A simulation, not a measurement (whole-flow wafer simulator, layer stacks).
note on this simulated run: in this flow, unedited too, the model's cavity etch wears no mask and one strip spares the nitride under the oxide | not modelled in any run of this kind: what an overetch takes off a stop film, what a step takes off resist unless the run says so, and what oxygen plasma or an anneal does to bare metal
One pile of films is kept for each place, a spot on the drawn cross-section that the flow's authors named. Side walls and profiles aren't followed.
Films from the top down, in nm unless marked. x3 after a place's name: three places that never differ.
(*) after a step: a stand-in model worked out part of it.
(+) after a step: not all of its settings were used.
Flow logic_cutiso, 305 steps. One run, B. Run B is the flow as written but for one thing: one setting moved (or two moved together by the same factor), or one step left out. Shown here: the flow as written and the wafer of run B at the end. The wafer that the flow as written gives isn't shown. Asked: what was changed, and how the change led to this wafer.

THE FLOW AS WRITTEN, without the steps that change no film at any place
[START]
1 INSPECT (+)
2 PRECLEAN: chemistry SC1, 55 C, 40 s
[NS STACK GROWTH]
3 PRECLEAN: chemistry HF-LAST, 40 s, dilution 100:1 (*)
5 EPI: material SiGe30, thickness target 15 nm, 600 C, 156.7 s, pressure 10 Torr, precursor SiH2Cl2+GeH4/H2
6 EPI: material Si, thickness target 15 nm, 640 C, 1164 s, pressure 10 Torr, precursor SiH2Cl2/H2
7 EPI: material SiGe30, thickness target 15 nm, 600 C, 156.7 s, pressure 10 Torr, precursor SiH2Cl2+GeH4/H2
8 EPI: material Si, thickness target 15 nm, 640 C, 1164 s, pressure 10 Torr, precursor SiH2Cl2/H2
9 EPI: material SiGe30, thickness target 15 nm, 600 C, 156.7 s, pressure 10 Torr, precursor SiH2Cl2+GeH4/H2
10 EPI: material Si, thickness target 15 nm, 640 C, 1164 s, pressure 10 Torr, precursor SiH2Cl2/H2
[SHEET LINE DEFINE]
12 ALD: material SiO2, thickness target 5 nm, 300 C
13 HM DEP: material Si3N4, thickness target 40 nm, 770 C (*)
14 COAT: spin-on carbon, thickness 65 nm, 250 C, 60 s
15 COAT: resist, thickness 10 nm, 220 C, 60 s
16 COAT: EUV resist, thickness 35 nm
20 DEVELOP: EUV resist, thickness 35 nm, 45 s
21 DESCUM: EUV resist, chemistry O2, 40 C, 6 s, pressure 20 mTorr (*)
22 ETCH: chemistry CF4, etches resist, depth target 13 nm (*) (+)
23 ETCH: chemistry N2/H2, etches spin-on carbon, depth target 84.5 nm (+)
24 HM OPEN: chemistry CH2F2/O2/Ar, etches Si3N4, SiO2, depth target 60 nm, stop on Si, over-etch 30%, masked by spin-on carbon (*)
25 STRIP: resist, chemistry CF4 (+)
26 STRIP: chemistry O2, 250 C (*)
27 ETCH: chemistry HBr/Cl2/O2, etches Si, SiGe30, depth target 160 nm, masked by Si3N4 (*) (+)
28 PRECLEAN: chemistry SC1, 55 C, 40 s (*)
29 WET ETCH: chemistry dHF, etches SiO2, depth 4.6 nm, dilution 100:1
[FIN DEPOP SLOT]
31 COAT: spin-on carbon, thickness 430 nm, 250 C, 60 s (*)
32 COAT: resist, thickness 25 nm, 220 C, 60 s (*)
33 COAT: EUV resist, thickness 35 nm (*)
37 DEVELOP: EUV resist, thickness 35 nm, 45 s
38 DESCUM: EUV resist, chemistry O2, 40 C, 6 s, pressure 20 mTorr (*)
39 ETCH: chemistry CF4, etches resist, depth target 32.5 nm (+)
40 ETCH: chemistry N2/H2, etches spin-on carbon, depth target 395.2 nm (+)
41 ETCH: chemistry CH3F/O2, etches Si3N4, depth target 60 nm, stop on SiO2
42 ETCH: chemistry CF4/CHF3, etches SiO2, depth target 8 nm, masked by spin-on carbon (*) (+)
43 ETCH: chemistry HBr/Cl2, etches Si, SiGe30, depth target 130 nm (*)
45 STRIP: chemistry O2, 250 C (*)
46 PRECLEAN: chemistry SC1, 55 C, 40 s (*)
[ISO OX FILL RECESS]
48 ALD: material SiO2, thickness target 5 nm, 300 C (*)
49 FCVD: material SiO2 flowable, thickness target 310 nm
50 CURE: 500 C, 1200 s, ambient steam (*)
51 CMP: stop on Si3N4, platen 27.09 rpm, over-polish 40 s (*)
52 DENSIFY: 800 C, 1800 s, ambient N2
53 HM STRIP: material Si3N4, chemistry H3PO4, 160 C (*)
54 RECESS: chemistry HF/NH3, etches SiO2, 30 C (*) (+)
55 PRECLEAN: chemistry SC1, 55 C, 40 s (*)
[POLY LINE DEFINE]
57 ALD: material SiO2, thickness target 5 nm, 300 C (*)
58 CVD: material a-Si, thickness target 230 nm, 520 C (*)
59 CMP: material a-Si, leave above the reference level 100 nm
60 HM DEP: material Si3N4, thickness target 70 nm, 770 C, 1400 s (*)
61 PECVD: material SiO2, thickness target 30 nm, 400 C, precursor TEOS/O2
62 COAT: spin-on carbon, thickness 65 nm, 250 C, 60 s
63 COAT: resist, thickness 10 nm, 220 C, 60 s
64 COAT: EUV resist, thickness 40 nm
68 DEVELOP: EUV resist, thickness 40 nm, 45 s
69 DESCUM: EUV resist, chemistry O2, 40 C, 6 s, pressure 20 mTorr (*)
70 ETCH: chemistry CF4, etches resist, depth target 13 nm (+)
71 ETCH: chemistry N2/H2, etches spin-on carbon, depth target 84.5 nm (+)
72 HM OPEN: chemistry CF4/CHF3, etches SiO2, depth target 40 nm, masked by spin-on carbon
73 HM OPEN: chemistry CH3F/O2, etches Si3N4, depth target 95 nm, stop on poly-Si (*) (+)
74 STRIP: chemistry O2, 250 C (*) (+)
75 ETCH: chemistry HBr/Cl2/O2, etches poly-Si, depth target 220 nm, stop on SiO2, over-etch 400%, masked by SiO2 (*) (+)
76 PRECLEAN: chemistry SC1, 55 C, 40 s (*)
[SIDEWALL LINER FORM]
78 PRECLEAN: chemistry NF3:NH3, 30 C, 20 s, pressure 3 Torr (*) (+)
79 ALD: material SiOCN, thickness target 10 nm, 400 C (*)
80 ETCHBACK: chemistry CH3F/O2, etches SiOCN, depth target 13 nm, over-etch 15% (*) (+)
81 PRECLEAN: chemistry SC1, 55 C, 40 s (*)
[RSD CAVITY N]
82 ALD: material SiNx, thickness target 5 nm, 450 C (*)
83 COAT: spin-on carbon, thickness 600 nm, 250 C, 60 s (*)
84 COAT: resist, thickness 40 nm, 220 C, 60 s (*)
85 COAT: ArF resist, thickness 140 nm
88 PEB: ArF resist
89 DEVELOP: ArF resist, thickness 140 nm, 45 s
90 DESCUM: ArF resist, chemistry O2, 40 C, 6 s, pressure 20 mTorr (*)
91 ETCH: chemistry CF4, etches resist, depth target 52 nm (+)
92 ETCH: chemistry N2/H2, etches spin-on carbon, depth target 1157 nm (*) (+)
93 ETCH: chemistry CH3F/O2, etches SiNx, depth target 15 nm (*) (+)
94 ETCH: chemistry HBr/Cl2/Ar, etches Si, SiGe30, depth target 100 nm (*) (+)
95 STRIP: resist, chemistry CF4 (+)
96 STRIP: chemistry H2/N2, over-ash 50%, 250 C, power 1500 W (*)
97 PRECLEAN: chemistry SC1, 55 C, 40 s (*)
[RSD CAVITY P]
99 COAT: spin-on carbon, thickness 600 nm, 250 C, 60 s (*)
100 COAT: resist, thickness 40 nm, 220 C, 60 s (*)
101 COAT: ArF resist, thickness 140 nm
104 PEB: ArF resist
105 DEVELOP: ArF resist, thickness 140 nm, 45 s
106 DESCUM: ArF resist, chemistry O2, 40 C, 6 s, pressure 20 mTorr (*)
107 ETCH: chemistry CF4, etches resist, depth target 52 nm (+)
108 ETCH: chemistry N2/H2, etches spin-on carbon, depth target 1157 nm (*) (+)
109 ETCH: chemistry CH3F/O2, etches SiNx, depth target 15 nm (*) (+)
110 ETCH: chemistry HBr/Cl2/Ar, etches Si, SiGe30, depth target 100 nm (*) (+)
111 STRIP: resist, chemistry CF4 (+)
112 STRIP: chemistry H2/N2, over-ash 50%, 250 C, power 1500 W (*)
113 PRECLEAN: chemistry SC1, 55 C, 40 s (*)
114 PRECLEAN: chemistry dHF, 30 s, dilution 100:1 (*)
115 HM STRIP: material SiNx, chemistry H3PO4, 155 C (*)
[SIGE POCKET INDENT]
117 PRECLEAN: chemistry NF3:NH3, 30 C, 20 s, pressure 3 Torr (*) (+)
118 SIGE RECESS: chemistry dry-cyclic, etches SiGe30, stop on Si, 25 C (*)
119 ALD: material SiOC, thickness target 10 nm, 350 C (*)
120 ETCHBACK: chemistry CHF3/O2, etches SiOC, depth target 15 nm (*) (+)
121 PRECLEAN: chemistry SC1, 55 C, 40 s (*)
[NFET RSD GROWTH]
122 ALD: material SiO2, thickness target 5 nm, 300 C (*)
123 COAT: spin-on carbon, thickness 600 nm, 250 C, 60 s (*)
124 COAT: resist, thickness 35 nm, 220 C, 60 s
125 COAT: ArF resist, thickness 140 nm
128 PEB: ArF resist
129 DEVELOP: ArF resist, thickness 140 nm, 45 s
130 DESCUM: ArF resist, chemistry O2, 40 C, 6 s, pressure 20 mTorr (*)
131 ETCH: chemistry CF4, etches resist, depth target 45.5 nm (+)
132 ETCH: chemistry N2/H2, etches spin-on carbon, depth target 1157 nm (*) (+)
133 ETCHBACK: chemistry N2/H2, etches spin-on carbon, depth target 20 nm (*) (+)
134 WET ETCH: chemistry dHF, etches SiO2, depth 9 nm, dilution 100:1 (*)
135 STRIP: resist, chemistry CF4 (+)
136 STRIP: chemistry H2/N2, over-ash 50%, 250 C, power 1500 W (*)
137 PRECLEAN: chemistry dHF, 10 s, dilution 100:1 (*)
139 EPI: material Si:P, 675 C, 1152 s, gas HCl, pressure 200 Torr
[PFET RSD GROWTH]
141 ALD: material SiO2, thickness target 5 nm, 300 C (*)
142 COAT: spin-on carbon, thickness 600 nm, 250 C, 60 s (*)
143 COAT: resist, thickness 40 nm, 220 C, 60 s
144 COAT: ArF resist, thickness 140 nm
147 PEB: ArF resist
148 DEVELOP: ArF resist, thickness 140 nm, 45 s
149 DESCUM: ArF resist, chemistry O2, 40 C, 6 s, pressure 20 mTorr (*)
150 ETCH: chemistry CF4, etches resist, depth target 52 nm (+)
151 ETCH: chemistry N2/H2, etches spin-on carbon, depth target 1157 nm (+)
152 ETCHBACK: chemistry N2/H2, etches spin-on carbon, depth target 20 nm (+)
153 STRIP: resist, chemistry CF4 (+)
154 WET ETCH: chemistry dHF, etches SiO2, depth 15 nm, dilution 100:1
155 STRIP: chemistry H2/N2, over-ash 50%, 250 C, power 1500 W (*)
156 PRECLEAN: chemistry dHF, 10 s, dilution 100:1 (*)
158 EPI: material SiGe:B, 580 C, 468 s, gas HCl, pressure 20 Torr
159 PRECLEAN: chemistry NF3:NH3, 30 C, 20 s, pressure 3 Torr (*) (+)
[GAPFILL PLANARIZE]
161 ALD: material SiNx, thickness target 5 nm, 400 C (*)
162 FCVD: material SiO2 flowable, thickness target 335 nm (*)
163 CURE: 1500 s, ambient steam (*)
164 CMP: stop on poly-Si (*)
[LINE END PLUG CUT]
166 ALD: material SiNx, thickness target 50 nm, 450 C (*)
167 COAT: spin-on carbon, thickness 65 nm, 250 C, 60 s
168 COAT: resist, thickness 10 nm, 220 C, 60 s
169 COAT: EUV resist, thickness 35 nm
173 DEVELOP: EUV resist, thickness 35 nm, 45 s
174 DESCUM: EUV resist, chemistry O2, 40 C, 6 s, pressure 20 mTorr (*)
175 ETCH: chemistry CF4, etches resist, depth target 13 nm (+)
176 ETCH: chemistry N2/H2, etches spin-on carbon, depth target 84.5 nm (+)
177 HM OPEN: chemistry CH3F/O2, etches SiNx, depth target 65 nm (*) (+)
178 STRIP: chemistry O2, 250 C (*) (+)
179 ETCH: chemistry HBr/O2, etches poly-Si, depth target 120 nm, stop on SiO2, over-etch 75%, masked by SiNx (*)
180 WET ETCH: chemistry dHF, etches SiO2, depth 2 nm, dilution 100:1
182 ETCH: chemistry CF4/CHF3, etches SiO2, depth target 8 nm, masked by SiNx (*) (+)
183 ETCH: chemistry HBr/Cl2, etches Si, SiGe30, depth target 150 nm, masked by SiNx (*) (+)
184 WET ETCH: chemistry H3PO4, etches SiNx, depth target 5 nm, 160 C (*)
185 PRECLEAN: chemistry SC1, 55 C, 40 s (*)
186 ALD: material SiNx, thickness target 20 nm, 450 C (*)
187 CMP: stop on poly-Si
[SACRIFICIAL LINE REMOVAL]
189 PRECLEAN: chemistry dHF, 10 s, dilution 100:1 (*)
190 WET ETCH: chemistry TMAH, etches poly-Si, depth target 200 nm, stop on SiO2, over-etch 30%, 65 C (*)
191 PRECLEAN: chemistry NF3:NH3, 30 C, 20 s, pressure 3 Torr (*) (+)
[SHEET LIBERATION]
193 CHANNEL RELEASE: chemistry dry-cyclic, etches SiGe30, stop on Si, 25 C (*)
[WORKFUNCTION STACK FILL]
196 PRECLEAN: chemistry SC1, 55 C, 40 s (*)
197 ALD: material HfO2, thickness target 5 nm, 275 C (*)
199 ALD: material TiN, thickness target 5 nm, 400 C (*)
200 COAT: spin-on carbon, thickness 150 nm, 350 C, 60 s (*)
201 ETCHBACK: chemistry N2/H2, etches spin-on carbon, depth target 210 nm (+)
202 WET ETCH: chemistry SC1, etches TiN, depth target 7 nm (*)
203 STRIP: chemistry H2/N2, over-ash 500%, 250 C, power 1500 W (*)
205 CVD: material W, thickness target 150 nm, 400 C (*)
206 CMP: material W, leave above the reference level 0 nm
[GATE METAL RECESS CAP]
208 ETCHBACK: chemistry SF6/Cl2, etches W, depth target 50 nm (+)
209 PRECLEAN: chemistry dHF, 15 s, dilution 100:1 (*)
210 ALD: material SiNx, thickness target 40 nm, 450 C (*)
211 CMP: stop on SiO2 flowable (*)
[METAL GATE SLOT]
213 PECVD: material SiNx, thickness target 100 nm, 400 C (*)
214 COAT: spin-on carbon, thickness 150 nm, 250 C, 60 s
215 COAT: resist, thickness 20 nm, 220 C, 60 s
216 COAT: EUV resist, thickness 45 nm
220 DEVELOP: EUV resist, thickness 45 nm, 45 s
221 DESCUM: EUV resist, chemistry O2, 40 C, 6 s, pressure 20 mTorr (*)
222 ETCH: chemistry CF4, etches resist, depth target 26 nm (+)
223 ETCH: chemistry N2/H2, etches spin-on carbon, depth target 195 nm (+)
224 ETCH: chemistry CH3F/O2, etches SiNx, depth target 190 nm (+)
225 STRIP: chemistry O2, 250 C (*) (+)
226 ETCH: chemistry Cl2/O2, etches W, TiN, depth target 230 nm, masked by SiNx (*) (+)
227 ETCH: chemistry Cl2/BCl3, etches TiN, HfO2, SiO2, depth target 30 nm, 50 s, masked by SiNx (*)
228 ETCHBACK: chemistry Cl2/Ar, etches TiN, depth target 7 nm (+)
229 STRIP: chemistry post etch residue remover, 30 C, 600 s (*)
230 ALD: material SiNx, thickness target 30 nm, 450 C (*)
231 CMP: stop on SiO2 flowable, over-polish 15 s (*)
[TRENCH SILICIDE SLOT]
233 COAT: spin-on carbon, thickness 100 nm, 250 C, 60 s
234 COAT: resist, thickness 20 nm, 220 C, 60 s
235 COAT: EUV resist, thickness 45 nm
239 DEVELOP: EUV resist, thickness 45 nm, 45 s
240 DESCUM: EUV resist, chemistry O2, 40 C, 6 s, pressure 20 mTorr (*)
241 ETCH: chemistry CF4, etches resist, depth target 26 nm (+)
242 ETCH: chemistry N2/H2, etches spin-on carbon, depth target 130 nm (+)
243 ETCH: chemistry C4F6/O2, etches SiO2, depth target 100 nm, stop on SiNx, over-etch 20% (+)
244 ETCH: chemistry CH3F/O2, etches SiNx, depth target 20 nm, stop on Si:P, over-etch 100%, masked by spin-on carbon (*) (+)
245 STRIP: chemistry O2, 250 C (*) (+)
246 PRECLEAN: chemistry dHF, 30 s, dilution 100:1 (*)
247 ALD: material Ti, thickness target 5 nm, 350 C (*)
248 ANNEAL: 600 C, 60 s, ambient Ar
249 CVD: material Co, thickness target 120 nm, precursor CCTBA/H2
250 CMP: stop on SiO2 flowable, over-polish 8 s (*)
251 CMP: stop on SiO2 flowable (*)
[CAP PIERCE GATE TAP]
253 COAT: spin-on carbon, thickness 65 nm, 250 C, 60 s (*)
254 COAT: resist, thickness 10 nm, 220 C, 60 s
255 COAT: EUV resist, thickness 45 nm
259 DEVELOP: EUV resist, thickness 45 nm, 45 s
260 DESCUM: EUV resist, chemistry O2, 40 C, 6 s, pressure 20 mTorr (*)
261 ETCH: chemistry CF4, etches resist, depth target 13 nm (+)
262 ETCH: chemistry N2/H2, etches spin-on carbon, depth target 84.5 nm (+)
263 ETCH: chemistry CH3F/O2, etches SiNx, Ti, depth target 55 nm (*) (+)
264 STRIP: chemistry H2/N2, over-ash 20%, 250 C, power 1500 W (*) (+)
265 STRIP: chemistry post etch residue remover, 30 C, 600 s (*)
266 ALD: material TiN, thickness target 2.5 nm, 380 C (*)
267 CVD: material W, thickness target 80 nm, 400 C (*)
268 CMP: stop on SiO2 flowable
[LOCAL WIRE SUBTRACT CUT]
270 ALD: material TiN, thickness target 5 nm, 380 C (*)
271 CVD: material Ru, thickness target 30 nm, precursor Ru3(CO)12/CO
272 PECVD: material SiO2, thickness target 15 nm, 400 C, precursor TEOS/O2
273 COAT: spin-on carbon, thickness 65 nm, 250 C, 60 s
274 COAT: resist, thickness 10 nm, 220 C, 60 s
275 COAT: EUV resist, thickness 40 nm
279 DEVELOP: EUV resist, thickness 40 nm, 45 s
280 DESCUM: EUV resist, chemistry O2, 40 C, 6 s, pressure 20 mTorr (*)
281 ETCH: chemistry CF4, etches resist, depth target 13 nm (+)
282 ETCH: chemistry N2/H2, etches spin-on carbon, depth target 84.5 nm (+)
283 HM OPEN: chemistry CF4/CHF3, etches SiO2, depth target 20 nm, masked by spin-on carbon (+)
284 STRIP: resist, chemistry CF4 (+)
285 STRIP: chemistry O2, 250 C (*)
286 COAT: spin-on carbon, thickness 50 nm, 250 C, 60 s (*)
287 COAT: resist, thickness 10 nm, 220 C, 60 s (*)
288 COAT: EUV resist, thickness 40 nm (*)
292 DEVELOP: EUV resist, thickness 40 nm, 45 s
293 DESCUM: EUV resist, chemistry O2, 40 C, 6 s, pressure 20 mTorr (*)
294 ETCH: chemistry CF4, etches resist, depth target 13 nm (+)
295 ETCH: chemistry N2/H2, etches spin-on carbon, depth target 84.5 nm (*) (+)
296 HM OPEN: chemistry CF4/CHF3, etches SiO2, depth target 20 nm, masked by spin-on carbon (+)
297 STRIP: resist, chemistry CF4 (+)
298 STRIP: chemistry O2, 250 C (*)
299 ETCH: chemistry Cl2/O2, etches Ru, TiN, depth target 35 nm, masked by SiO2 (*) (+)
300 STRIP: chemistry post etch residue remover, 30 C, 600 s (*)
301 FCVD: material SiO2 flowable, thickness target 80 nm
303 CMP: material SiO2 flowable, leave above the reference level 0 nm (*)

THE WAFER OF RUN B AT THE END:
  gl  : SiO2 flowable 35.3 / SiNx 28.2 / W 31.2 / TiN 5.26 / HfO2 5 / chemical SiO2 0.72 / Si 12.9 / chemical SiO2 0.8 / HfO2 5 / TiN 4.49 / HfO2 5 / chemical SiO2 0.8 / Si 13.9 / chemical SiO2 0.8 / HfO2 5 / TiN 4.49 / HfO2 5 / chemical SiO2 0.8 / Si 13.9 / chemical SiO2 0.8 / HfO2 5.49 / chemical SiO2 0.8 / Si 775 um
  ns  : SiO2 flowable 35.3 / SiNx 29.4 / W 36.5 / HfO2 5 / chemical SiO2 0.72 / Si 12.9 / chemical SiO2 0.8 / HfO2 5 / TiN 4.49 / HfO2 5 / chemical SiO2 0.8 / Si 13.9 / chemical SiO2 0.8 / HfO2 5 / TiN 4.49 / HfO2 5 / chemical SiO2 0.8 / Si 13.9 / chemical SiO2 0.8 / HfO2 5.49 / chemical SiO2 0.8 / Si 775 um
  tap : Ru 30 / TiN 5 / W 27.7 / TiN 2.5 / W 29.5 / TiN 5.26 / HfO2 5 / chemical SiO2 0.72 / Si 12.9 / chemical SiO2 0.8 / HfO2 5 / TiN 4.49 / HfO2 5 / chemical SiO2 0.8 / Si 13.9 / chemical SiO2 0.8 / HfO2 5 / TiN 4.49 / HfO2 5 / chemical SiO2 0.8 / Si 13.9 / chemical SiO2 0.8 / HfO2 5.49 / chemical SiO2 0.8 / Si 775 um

The cause: step 5, EPI: 62.7 s was run, where the flow has 156.7 s.

How the change led to this, step by step:
  5 EPI: material SiGe30, thickness target 15 nm, 600 C, 156.7 s, pressure 10 Torr, precursor SiH2Cl2+GeH4/H2
      depop, dpovl, gfld and 19 more: SiGe30 +6 (new film) (as written it would be: SiGe30 +15 (new film))
  27 ETCH: chemistry HBr/Cl2/O2, etches Si, SiGe30, depth target 160 nm, masked by Si3N4 (*) (+)
      gfld, gxf, iso, lnri: chemical SiO2 -0.79 (all of it), Si -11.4 (all of it), SiGe30 -15 (all of it), Si -15 (all of it), SiGe30 -15 (all of it), Si -15 (all of it), SiGe30 -6 (all of it), Si -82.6 (as written it would be: chemical SiO2 -0.79 (all of it), Si -11.4 (all of it), SiGe30 -15 (all of it), Si -15 (all of it), SiGe30 -15 (all of it), Si -15 (all of it), SiGe30 -15 (all of it), Si -73.6)
      dpovl, nsgap: chemical SiO2 -0.79 (all of it), Si -11.8 (all of it), SiGe30 -15 (all of it), Si -15 (all of it), SiGe30 -15 (all of it), Si -15 (all of it), SiGe30 -6 (all of it), Si -82.2 (as written it would be: chemical SiO2 -0.79 (all of it), Si -11.8 (all of it), SiGe30 -15 (all of it), Si -15 (all of it), SiGe30 -15 (all of it), Si -15 (all of it), SiGe30 -15 (all of it), Si -73.2)
      (and at 1 more place)
  43 ETCH: chemistry HBr/Cl2, etches Si, SiGe30, depth target 130 nm (*)
      depop: Si -14 (all of it), SiGe30 -15 (all of it), Si -15 (all of it), SiGe30 -15 (all of it), Si -15 (all of it), SiGe30 -6 (all of it), Si -50 (as written it would be: Si -14 (all of it), SiGe30 -15 (all of it), Si -15 (all of it), SiGe30 -15 (all of it), Si -15 (all of it), SiGe30 -15 (all of it), Si -41)
  94 ETCH: chemistry HBr/Cl2/Ar, etches Si, SiGe30, depth target 100 nm (*) (+)
      rsdn, rsdx: chemical SiO2 -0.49 (all of it), Si -12.8 (all of it), SiGe30 -15 (all of it), Si -15 (all of it), SiGe30 -15 (all of it), Si -15 (all of it), SiGe30 -6 (all of it), Si -21.2 (as written it would be: chemical SiO2 -0.49 (all of it), Si -12.8 (all of it), SiGe30 -15 (all of it), Si -15 (all of it), SiGe30 -15 (all of it), Si -15 (all of it), SiGe30 -15 (all of it), Si -12.2)
  110 ETCH: chemistry HBr/Cl2/Ar, etches Si, SiGe30, depth target 100 nm (*) (+)
      rsdp, rsdw: chemical SiO2 -0.49 (all of it), Si -12.8 (all of it), SiGe30 -15 (all of it), Si -15 (all of it), SiGe30 -15 (all of it), Si -15 (all of it), SiGe30 -6 (all of it), Si -21.2 (as written it would be: chemical SiO2 -0.49 (all of it), Si -12.8 (all of it), SiGe30 -15 (all of it), Si -15 (all of it), SiGe30 -15 (all of it), Si -15 (all of it), SiGe30 -15 (all of it), Si -12.2)
  118 SIGE RECESS: chemistry dry-cyclic, etches SiGe30, stop on Si, 25 C (*)
      lnr, lnrp, lnrt: SiOCN -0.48, Si -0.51, cavity +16 (new film), SiGe30 -15 (all of it), Si -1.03, cavity +16 (new film), SiGe30 -15 (all of it), Si -1.03, cavity +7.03 (new film), SiGe30 -6 (all of it), Si -0.51 (as written it would be: SiOCN -0.48, Si -0.51, cavity +16 (new film), SiGe30 -15 (all of it), Si -1.03, cavity +16 (new film), SiGe30 -15 (all of it), Si -1.03, cavity +16 (new film), SiGe30 -15 (all of it), Si -0.51)
  119 ALD: material SiOC, thickness target 10 nm, 350 C (*)
      lnr, lnrp, lnrt: SiOC +10 (new film), SiOC +16 (new film), cavity -16 (all of it), SiOC +16 (new film), cavity -16 (all of it), SiOC +7.03 (new film), cavity -7.03 (all of it) (as written it would be: SiOC +10 (new film), SiOC +16 (new film), cavity -16 (all of it), SiOC +16 (new film), cavity -16 (all of it), SiOC +16 (new film), cavity -16 (all of it))
  183 ETCH: chemistry HBr/Cl2, etches Si, SiGe30, depth target 150 nm, masked by SiNx (*) (+)
      plug: Si -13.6 (all of it), SiGe30 -15 (all of it), Si -15 (all of it), SiGe30 -15 (all of it), Si -15 (all of it), SiGe30 -6 (all of it), Si -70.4 (as written it would be: Si -13.6 (all of it), SiGe30 -15 (all of it), Si -15 (all of it), SiGe30 -15 (all of it), Si -15 (all of it), SiGe30 -15 (all of it), Si -61.4)
  193 CHANNEL RELEASE: chemistry dry-cyclic, etches SiGe30, stop on Si, 25 C (*)
      gl, glp, gxn, gxp, ns, tap: chemical SiO2 +0.8 (new film), Si -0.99, chemical SiO2 +0.8 (new film), cavity +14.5 (new film), chemical SiO2 +0.8 (new film), SiGe30 -15 (all of it), Si -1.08, chemical SiO2 +0.8 (new film), cavity +14.5 (new film), chemical SiO2 +0.8 (new film), SiGe30 -15 (all of it), Si -1.08, chemical SiO2 +0.8 (new film), cavity +5.49 (new film), chemical SiO2 +0.8 (new film), SiGe30 -6 (all of it), Si -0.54 (as written it would be: chemical SiO2 +0.8 (new film), Si -0.99, chemical SiO2 +0.8 (new film), cavity +14.5 (new film), chemical SiO2 +0.8 (new film), SiGe30 -15 (all of it), Si -1.08, chemical SiO2 +0.8 (new film), cavity +14.5 (new film), chemical SiO2 +0.8 (new film), SiGe30 -15 (all of it), Si -1.08, chemical SiO2 +0.8 (new film), cavity +14.5 (new film), chemical SiO2 +0.8 (new film), SiGe30 -15 (all of it), Si -0.54)
  197 ALD: material HfO2, thickness target 5 nm, 275 C (*)
      gl, glp, gxn, gxp, ns, tap: HfO2 +5 (new film), HfO2 +5 (new film), cavity -10, HfO2 +5 (new film), HfO2 +5 (new film), cavity -10, HfO2 +5 (new film), HfO2 +5.49 (new film), cavity -5.49 (all of it) (as written it would be: HfO2 +5 (new film), HfO2 +5 (new film), cavity -10, HfO2 +5 (new film), HfO2 +5 (new film), cavity -10, HfO2 +5 (new film), HfO2 +5 (new film), cavity -10, HfO2 +5 (new film))
  199 ALD: material TiN, thickness target 5 nm, 400 C (*)
      gl, glp, tap: TiN +5.26 (new film), TiN +4.49 (new film), cavity -4.49 (all of it), TiN +4.49 (new film), cavity -4.49 (all of it) (as written it would be: TiN +5.26 (new film), TiN +4.49 (new film), cavity -4.49 (all of it), TiN +4.49 (new film), cavity -4.49 (all of it), TiN +4.49 (new film), cavity -4.49 (all of it))
      gxn, gxp, ns: TiN +5 (new film), TiN +4.49 (new film), cavity -4.49 (all of it), TiN +4.49 (new film), cavity -4.49 (all of it) (as written it would be: TiN +5 (new film), TiN +4.49 (new film), cavity -4.49 (all of it), TiN +4.49 (new film), cavity -4.49 (all of it), TiN +4.49 (new film), cavity -4.49 (all of it))
Counting metal films that touch as one body, gl has 3 bodies (between them, from the top down: HfO2 5 / chemical SiO2 0.72 / Si 12.9 / chemical SiO2 0.8 / HfO2 5; HfO2 5 / chemical SiO2 0.8 / Si 13.9 / chemical SiO2 0.8 / HfO2 5); the flow as written gives 4 bodies (between them, from the top down: HfO2 5 / chemical SiO2 0.72 / Si 12.9 / chemical SiO2 0.8 / HfO2 5; HfO2 5 / chemical SiO2 0.8 / Si 13.9 / chemical SiO2 0.8 / HfO2 5; HfO2 5 / chemical SiO2 0.8 / Si 13.9 / chemical SiO2 0.8 / HfO2 5).
Counting metal films that touch as one body, ns has 3 bodies (between them, from the top down: HfO2 5 / chemical SiO2 0.72 / Si 12.9 / chemical SiO2 0.8 / HfO2 5; HfO2 5 / chemical SiO2 0.8 / Si 13.9 / chemical SiO2 0.8 / HfO2 5); the flow as written gives 4 bodies (between them, from the top down: HfO2 5 / chemical SiO2 0.72 / Si 12.9 / chemical SiO2 0.8 / HfO2 5; HfO2 5 / chemical SiO2 0.8 / Si 13.9 / chemical SiO2 0.8 / HfO2 5; HfO2 5 / chemical SiO2 0.8 / Si 13.9 / chemical SiO2 0.8 / HfO2 5).
Counting metal films that touch as one body, tap has 3 bodies (between them, from the top down: HfO2 5 / chemical SiO2 0.72 / Si 12.9 / chemical SiO2 0.8 / HfO2 5; HfO2 5 / chemical SiO2 0.8 / Si 13.9 / chemical SiO2 0.8 / HfO2 5); the flow as written gives 4 bodies (between them, from the top down: HfO2 5 / chemical SiO2 0.72 / Si 12.9 / chemical SiO2 0.8 / HfO2 5; HfO2 5 / chemical SiO2 0.8 / Si 13.9 / chemical SiO2 0.8 / HfO2 5; HfO2 5 / chemical SiO2 0.8 / Si 13.9 / chemical SiO2 0.8 / HfO2 5).
